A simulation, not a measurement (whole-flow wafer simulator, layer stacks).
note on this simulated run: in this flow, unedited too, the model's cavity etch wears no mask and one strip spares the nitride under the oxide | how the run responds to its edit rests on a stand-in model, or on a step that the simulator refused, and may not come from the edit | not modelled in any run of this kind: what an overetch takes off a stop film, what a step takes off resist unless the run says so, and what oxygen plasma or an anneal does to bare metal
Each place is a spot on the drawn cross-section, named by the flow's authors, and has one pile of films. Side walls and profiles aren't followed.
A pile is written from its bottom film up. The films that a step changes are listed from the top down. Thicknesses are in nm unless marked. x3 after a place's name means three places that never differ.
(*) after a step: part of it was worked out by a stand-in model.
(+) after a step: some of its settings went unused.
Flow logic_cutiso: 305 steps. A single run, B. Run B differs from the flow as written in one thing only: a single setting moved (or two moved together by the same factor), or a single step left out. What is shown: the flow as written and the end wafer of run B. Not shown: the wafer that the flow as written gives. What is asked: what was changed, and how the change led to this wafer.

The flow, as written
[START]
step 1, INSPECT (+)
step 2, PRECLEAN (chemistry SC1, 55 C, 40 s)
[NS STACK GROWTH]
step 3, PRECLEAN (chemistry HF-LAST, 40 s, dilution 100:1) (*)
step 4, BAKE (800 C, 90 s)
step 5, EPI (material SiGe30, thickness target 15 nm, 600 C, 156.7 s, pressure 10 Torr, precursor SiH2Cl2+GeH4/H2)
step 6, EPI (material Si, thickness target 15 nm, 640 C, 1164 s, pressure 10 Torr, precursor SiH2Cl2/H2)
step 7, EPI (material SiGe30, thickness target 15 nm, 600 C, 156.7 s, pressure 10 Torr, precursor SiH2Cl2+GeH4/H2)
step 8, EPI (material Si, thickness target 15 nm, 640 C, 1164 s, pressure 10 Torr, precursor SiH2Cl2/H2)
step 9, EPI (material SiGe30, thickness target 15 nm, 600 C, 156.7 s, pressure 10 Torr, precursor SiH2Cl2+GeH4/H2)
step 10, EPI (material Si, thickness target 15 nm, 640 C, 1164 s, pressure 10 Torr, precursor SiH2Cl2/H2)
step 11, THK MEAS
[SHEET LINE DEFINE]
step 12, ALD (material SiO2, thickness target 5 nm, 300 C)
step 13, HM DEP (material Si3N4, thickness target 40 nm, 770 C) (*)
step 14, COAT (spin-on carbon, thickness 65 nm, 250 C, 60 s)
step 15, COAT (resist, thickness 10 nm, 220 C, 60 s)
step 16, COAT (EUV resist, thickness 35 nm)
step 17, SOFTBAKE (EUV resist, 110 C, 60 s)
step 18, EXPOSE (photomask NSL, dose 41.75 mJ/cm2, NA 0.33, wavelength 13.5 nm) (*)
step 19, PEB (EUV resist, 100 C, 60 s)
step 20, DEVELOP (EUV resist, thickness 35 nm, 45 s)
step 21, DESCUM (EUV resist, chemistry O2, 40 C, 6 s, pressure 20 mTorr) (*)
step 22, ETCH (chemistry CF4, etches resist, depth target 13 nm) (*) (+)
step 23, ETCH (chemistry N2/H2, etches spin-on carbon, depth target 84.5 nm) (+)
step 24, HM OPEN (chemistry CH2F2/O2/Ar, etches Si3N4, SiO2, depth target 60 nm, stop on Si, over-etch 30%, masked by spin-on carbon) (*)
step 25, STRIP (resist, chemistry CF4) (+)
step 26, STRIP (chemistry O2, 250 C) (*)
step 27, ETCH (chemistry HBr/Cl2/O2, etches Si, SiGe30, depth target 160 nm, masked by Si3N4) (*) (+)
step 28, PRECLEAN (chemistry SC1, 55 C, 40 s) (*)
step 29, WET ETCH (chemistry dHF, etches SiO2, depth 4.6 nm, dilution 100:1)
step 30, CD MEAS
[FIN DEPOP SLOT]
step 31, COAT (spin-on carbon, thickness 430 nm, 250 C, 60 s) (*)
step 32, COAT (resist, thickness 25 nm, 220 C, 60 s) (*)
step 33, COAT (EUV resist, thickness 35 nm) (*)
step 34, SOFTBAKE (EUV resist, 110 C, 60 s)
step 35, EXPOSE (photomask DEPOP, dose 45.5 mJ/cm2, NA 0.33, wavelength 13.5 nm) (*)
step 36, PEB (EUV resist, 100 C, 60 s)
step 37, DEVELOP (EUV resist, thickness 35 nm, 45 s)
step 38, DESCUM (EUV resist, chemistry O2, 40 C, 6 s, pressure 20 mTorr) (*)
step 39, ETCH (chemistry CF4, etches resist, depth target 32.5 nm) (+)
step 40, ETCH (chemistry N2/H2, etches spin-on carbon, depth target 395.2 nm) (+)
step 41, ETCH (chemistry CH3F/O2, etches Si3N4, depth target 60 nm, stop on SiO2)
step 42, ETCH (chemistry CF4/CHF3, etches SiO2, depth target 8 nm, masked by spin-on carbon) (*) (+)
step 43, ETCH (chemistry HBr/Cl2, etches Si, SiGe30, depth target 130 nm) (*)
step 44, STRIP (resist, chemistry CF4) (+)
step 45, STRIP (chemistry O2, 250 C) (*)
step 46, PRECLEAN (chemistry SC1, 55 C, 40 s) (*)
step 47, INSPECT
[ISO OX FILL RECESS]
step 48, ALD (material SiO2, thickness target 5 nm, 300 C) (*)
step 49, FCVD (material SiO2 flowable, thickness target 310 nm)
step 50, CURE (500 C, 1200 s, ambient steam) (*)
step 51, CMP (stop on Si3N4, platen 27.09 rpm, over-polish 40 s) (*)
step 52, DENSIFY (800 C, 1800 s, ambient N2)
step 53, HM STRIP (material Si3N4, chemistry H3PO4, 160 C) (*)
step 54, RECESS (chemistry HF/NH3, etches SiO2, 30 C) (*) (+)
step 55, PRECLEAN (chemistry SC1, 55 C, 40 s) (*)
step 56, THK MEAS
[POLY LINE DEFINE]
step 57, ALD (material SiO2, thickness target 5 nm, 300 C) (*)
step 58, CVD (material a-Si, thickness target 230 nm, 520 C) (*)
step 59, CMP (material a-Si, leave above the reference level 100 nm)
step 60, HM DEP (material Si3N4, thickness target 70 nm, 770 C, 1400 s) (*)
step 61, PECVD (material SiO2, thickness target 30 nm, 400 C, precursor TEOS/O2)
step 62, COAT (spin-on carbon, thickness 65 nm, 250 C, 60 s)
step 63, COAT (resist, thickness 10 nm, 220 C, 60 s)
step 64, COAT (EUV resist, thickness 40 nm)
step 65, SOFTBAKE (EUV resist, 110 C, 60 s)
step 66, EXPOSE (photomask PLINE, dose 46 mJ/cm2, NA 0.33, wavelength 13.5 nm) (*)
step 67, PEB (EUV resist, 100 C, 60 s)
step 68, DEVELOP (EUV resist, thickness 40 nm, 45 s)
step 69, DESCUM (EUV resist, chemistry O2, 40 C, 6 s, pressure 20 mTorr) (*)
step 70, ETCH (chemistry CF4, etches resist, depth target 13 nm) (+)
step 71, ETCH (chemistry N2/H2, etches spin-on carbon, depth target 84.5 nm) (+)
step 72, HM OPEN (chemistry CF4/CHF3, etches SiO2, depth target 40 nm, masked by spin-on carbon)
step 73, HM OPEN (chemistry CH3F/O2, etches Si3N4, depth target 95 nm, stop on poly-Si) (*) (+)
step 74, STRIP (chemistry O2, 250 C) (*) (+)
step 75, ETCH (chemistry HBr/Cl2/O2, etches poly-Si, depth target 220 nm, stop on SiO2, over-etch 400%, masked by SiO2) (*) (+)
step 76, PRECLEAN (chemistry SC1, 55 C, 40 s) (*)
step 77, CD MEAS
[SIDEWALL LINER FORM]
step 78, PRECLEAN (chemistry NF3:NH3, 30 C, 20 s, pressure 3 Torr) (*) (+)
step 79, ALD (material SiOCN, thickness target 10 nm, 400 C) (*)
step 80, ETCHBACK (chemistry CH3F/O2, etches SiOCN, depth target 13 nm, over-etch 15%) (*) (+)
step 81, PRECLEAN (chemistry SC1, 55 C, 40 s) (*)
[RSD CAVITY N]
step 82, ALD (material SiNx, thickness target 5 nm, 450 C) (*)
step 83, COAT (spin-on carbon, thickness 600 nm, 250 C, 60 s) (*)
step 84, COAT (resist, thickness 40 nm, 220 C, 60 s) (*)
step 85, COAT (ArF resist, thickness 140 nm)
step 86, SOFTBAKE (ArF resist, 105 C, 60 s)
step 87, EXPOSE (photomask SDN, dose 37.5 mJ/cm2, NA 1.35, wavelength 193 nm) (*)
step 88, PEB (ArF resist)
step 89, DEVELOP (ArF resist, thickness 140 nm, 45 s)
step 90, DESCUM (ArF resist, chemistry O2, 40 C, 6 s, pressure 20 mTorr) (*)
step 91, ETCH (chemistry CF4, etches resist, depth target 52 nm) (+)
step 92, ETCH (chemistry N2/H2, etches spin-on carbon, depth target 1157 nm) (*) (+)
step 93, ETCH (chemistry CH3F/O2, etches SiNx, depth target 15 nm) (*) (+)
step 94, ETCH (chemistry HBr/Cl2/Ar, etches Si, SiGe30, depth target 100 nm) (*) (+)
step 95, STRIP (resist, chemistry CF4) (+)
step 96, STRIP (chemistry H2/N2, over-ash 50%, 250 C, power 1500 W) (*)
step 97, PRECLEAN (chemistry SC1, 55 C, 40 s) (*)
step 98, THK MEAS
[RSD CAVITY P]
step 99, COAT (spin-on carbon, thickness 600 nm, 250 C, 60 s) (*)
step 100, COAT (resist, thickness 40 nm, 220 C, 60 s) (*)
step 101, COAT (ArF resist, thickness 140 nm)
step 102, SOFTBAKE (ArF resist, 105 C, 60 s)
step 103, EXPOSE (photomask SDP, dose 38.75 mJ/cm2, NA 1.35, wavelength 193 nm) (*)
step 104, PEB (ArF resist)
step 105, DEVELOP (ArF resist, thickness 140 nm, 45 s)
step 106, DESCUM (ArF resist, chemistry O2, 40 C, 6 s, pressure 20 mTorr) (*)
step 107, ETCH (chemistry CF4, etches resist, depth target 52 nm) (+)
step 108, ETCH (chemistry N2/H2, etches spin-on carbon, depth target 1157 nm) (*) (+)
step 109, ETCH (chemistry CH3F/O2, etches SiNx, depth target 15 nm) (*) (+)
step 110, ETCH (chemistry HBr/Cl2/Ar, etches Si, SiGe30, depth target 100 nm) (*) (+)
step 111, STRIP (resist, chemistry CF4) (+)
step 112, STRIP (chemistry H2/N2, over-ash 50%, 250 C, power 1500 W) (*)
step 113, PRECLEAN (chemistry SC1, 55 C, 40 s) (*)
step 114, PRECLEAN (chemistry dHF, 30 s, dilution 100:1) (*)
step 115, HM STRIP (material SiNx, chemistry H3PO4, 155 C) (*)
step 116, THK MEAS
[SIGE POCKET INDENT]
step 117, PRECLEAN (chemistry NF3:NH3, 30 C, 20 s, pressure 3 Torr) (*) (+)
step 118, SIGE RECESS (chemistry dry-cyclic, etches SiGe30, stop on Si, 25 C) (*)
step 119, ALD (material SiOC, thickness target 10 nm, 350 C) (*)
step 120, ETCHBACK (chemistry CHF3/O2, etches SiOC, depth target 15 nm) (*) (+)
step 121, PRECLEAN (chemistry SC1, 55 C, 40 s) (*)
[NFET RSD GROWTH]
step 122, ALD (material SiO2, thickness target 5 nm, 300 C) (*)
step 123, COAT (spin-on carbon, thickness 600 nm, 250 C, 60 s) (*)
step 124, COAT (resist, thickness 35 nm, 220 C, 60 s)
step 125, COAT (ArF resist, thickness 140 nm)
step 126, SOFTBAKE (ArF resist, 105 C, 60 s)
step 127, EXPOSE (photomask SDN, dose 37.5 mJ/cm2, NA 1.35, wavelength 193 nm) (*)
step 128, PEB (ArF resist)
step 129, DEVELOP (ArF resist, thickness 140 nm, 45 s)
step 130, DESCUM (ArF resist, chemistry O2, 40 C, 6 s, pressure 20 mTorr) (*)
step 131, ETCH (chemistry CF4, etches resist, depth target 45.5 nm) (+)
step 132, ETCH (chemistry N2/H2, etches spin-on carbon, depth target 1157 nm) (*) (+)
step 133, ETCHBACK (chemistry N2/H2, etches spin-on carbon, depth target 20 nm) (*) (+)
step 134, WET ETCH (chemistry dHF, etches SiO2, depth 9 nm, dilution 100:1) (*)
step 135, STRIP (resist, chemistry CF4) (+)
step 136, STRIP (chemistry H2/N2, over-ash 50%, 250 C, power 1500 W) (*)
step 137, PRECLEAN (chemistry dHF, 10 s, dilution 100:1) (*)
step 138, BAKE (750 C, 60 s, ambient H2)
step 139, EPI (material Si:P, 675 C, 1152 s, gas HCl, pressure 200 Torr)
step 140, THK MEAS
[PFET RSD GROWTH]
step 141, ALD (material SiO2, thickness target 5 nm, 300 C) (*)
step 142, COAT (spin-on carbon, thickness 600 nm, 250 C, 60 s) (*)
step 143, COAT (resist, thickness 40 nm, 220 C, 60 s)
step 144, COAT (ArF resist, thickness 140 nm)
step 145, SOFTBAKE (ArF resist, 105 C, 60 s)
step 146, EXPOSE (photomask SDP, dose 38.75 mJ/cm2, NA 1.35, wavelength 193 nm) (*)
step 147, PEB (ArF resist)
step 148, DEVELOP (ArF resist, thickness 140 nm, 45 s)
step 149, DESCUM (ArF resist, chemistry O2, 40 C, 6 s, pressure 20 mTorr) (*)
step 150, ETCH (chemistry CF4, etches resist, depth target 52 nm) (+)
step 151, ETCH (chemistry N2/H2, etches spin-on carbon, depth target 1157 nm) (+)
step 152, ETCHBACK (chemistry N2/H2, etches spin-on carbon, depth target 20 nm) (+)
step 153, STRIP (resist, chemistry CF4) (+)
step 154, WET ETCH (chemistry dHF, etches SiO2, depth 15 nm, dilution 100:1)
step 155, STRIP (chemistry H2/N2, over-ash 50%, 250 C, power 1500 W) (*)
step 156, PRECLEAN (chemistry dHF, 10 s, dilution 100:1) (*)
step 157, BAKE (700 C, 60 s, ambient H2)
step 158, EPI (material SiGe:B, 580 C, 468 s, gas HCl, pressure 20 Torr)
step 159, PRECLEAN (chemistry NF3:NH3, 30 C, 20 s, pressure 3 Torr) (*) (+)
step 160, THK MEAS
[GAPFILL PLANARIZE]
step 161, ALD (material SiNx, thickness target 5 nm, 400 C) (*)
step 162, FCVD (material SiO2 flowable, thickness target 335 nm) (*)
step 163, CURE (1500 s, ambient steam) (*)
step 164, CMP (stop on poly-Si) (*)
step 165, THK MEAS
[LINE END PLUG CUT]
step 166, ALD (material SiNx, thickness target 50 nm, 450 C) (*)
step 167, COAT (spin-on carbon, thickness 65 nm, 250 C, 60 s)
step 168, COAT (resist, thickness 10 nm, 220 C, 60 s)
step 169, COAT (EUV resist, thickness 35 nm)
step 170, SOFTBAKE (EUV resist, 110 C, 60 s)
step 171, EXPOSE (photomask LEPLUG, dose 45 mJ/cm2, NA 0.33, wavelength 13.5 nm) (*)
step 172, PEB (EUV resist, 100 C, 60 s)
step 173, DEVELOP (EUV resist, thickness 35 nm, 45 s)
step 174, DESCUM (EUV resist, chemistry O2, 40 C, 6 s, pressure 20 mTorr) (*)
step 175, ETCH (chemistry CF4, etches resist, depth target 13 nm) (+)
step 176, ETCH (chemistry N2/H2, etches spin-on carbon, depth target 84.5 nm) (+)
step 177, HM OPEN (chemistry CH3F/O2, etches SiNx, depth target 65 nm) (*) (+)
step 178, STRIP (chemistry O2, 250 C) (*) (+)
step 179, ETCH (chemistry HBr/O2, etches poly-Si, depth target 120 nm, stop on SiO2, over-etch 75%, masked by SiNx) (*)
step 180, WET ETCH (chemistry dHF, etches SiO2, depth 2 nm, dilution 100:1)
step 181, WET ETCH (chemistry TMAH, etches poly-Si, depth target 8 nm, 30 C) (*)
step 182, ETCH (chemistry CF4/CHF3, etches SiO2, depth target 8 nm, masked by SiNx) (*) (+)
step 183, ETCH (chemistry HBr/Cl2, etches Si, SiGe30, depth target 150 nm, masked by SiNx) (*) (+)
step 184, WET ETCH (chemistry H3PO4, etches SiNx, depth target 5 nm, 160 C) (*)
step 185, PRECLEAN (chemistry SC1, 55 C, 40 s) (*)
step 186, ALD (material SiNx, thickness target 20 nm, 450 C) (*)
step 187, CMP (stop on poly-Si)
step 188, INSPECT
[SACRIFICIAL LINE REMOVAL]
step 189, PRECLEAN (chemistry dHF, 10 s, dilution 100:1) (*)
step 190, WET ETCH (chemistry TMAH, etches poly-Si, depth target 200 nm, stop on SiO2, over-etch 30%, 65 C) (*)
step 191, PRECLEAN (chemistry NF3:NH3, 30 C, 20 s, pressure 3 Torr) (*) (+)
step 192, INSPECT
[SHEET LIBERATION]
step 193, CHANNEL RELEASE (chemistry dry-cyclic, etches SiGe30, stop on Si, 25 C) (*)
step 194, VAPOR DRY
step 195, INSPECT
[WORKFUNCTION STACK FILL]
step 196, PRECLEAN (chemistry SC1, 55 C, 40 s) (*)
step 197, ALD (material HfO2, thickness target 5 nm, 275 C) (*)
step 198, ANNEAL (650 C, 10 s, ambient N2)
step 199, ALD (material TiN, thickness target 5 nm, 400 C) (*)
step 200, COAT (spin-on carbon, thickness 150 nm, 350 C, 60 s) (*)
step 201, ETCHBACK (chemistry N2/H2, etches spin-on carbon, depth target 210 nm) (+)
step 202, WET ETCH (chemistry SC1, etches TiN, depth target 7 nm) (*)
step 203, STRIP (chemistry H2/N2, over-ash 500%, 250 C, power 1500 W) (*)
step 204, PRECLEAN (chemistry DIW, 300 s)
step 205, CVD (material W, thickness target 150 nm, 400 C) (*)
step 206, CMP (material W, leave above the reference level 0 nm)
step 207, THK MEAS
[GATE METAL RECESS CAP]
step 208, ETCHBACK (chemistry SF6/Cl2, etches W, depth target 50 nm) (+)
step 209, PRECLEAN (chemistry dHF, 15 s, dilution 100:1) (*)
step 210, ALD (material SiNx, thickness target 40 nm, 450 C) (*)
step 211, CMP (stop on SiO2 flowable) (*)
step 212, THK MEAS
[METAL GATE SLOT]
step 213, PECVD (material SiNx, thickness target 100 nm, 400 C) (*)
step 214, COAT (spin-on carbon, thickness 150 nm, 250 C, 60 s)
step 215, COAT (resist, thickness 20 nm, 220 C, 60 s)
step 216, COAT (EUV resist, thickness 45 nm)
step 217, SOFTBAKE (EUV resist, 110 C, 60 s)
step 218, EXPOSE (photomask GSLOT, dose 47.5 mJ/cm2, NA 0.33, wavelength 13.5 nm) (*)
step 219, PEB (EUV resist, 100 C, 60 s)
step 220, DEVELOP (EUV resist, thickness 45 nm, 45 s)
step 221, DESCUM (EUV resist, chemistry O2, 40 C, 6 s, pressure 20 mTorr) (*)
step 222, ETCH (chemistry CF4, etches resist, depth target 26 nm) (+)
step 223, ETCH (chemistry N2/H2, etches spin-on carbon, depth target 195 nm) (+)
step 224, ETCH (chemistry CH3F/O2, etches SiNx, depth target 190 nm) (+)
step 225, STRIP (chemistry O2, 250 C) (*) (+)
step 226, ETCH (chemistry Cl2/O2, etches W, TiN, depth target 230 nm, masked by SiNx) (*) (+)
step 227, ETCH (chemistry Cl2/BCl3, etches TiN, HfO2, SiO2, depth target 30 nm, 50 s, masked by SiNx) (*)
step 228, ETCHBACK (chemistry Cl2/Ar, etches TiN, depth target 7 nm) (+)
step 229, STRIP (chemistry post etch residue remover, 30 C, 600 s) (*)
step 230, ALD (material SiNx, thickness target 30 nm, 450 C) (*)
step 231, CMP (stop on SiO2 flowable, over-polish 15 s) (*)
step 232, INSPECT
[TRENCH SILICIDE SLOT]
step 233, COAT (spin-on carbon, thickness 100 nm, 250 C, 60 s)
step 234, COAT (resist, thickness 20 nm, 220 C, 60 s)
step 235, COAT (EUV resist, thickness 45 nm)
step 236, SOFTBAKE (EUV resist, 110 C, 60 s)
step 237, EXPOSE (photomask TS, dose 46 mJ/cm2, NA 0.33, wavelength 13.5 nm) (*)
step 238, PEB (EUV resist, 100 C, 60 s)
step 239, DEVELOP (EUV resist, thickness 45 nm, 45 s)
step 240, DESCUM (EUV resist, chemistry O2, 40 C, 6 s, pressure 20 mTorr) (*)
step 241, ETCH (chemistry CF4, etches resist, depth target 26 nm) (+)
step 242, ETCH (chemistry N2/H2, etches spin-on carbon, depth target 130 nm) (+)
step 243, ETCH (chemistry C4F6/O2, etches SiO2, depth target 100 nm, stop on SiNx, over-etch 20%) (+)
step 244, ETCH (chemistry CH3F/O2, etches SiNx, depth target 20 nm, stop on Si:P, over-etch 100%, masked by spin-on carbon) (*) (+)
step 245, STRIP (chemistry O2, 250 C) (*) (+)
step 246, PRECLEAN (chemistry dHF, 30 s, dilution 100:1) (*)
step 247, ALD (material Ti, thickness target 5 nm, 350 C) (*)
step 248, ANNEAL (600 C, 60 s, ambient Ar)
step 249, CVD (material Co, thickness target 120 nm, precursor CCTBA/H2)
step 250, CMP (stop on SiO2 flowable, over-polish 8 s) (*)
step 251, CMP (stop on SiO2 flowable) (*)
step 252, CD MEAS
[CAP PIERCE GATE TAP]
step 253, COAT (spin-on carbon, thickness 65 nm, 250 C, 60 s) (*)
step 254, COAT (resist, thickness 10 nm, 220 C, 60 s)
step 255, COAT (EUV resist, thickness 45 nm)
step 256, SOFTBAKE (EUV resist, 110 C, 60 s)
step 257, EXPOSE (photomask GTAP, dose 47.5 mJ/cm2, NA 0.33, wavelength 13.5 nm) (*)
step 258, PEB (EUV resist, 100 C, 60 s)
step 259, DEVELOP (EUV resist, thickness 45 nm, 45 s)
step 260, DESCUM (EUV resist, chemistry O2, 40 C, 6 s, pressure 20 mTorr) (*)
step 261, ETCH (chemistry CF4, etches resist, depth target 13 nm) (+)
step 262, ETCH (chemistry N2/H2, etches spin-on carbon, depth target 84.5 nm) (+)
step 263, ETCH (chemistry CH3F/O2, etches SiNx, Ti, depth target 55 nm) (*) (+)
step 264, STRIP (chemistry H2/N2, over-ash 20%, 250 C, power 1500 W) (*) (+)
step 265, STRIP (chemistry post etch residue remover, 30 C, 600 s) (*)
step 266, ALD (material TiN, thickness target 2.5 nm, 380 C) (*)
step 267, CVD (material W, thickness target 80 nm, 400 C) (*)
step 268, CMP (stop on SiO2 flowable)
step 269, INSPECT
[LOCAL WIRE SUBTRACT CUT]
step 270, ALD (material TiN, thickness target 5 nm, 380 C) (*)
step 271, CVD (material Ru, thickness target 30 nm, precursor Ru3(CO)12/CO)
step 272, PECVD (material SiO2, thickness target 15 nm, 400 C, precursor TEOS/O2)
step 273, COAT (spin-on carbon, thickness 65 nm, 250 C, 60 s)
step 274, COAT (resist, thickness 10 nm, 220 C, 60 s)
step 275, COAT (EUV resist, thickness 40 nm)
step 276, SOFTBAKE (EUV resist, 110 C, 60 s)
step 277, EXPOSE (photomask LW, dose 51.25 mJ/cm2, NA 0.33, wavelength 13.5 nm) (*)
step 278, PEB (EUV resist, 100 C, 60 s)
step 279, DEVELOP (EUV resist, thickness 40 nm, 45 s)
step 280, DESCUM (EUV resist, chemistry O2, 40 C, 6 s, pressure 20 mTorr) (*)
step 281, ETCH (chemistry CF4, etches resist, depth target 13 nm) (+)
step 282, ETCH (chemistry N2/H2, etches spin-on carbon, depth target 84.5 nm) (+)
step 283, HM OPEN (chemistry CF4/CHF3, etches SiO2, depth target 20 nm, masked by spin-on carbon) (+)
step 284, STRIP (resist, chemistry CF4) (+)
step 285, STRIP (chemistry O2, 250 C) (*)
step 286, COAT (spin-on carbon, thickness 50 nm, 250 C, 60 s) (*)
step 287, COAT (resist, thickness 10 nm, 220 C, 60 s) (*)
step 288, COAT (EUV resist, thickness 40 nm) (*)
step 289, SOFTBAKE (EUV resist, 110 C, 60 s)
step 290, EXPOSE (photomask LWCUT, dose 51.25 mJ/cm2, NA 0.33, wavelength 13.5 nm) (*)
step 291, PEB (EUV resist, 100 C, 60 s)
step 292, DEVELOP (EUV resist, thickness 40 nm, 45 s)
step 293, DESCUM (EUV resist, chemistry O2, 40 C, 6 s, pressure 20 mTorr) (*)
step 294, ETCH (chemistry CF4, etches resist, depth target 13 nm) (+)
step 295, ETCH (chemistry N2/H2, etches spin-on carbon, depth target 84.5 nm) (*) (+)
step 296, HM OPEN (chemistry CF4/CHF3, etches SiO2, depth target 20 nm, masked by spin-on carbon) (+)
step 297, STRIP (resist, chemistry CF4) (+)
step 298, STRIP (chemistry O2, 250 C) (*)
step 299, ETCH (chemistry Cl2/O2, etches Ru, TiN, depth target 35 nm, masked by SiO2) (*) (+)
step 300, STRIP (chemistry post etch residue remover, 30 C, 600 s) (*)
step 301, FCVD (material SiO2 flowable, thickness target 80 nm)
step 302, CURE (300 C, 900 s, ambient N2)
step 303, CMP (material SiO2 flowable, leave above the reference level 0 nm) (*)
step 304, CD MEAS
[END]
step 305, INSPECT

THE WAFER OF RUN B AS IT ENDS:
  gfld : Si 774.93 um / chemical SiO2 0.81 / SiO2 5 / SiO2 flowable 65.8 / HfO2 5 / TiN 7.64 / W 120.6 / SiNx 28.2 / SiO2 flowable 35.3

What caused this: step 224, ETCH: depth target 76 nm was run, whereas the flow has depth target 190 nm.

The path from the change to this, step by step:
  step 224, ETCH (chemistry CH3F/O2, etches SiNx, depth target 190 nm) (+)
      gfld: SiNx loses 76 (as written it would have been: SiNx loses 138.1 (all of it), W loses 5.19)
      depop, dpovl, gl and 18 more: resist loses 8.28 (all of it), spin-on carbon loses 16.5 (as written it would have been: resist loses 8.28 (all of it), spin-on carbon loses 70.8)
  step 225, STRIP (chemistry O2, 250 C) (*) (+)
      gl, glp, gxf and 11 more: spin-on carbon loses 133.5 (all of it) (as written it would have been: spin-on carbon loses 79.3 (all of it))
      depop, dpovl, isow, ns, nsgap, rsdn, rsdx: spin-on carbon loses 133.5 (all of it) (as written it would have been: spin-on carbon loses 79.2 (all of it))
  step 226, ETCH (chemistry Cl2/O2, etches W, TiN, depth target 230 nm, masked by SiNx) (*) (+)
      depop, dpovl, gl and 18 more: nothing (as written it would have been: SiNx loses 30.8)
      gfld: nothing (as written it would have been: W loses 115.4 (all of it), TiN loses 7.64 (all of it), HfO2 loses 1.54)
  step 227, ETCH (chemistry Cl2/BCl3, etches TiN, HfO2, SiO2, depth target 30 nm, 50 s, masked by SiNx) (*)
      gfld: SiNx loses 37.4 (as written it would have been: HfO2 loses 3.46 (all of it), SiO2 flowable loses 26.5)
  step 228, ETCHBACK (chemistry Cl2/Ar, etches TiN, depth target 7 nm) (+)
      gfld: SiNx loses 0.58 (as written it would have been: SiO2 flowable loses 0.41)
  step 230, ALD (material SiNx, thickness target 30 nm, 450 C) (*)
      gfld: SiNx gains 107.4 (as written it would have been: SiNx gains 260.6 (new film))
  step 231, CMP (stop on SiO2 flowable, over-polish 15 s) (*)
      depop, dpovl, gfld and 10 more: SiNx loses 93.5 (as written it would have been: SiNx loses 62.7)
      lnr, lnri, lnrp, lnrt: SiNx loses 91.7 (all of it), SiOCN loses 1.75 (as written it would have been: SiNx loses 61 (all of it), SiOCN loses 1.75)
      (and at 5 other places as well)
With metal films that touch counted as one body, gfld has 1 body; the flow as written gives 0 bodies.
